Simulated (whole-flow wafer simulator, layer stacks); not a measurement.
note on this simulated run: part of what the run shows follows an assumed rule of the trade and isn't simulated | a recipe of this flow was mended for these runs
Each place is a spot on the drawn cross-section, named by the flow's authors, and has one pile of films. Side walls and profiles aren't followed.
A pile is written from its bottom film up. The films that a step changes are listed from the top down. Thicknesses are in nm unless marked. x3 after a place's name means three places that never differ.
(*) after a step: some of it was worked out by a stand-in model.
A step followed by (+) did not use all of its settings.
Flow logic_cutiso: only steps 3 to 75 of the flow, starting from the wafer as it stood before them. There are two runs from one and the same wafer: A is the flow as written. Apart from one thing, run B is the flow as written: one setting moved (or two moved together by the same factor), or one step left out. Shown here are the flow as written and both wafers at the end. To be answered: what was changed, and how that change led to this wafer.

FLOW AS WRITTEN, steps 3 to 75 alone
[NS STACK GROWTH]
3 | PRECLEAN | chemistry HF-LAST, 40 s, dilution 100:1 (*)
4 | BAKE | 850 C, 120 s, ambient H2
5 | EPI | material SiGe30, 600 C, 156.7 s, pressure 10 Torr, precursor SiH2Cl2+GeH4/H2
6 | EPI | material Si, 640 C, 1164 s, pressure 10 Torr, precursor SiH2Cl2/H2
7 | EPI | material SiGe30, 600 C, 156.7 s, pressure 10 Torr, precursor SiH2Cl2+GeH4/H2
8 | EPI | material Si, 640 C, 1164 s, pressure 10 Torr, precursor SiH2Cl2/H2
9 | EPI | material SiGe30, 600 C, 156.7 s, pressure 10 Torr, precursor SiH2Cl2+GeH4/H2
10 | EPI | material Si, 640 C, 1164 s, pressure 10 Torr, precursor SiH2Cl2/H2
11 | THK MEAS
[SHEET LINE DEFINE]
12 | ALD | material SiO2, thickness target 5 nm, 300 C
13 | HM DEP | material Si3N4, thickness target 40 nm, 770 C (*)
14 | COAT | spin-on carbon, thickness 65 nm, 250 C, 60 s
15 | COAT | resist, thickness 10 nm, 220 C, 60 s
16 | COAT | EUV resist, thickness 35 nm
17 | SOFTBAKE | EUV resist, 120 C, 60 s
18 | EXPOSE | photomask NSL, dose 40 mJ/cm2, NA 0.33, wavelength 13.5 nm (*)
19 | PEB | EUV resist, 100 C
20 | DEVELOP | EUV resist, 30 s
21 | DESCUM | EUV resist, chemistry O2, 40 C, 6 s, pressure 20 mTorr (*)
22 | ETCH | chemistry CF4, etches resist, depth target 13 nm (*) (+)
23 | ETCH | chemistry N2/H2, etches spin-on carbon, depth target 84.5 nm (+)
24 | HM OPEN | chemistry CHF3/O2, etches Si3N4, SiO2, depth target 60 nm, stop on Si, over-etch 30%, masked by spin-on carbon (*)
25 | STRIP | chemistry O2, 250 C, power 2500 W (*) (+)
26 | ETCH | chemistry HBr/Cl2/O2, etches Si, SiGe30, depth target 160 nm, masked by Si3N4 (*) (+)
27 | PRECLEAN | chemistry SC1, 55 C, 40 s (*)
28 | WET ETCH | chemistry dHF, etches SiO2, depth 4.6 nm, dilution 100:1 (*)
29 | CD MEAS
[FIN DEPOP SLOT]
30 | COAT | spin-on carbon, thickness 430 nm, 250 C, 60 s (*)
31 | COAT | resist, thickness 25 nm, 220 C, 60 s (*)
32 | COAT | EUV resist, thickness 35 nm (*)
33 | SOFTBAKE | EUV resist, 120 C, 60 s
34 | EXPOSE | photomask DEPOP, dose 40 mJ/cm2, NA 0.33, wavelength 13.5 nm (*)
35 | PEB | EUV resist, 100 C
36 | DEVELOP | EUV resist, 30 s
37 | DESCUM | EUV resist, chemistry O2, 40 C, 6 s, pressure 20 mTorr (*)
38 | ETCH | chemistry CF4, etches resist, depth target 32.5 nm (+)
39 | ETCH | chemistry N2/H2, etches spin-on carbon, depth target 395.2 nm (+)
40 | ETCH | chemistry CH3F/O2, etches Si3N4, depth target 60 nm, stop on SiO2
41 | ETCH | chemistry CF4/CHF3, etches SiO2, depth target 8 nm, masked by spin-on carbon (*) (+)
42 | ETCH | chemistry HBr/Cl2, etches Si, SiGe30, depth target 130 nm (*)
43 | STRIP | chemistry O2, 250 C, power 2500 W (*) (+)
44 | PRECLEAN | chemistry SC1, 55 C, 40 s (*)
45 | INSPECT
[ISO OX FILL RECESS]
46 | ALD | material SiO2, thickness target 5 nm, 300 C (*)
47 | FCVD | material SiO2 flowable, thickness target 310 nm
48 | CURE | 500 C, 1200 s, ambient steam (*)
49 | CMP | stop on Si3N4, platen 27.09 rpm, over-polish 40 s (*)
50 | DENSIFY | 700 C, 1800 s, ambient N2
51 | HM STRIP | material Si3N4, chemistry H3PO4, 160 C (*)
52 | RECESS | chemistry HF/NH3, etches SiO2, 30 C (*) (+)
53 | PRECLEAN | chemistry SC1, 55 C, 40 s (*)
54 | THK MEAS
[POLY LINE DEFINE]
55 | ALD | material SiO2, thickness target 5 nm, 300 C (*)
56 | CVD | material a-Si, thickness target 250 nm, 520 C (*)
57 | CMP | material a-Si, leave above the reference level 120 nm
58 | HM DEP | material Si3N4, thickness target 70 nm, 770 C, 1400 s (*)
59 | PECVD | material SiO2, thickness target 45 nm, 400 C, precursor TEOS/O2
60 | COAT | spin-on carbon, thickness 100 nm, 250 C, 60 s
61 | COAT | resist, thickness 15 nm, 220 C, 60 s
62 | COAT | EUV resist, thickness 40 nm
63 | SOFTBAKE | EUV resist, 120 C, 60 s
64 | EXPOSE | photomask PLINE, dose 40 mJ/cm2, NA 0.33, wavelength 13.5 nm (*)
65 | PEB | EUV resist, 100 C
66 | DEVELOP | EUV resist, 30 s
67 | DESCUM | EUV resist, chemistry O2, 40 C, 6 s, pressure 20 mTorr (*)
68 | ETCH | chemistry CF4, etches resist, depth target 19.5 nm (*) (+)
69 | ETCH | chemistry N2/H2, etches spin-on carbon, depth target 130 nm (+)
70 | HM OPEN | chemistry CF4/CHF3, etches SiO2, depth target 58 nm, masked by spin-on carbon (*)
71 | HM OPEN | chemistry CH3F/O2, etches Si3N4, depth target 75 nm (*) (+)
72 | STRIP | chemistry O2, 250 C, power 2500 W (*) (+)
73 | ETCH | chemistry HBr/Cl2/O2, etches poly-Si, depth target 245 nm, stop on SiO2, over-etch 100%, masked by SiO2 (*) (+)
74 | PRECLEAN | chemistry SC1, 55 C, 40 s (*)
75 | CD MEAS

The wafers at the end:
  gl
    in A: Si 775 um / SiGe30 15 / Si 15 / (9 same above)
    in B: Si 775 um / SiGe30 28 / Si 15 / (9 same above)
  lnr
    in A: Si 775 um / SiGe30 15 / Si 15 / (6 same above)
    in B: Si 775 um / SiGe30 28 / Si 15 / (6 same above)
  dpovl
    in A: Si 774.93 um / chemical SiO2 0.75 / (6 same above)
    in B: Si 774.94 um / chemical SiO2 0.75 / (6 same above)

The reason: step 5, EPI: 635 C was run, though the flow has 600 C.

The path from the change to this, step by step:
  5 | EPI | material SiGe30, 600 C, 156.7 s, pressure 10 Torr, precursor SiH2Cl2+GeH4/H2
      depop, dpovl, gfld and 19 more: A +15 SiGe30 (new film) | B +28 SiGe30 (new film)
  26 | ETCH | chemistry HBr/Cl2/O2, etches Si, SiGe30, depth target 160 nm, masked by Si3N4 (*) (+)
      dpovl, gfld, gxf, iso, isow, lnri, nsgap: A -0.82 chemical SiO2 (all of it), -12 Si (all of it), -15 SiGe30 (all of it), -15 Si (all of it), -15 SiGe30 (all of it), -15 Si (all of it), -15 SiGe30 (all of it), -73 Si | B -0.82 chemical SiO2 (all of it), -12 Si (all of it), -15 SiGe30 (all of it), -15 Si (all of it), -15 SiGe30 (all of it), -15 Si (all of it), -28 SiGe30 (all of it), -60 Si
  42 | ETCH | chemistry HBr/Cl2, etches Si, SiGe30, depth target 130 nm (*)
      depop: A -13.8 Si (all of it), -15 SiGe30 (all of it), -15 Si (all of it), -15 SiGe30 (all of it), -15 Si (all of it), -15 SiGe30 (all of it), -41.2 Si | B -13.8 Si (all of it), -15 SiGe30 (all of it), -15 Si (all of it), -15 SiGe30 (all of it), -15 Si (all of it), -28 SiGe30 (all of it), -28.2 Si
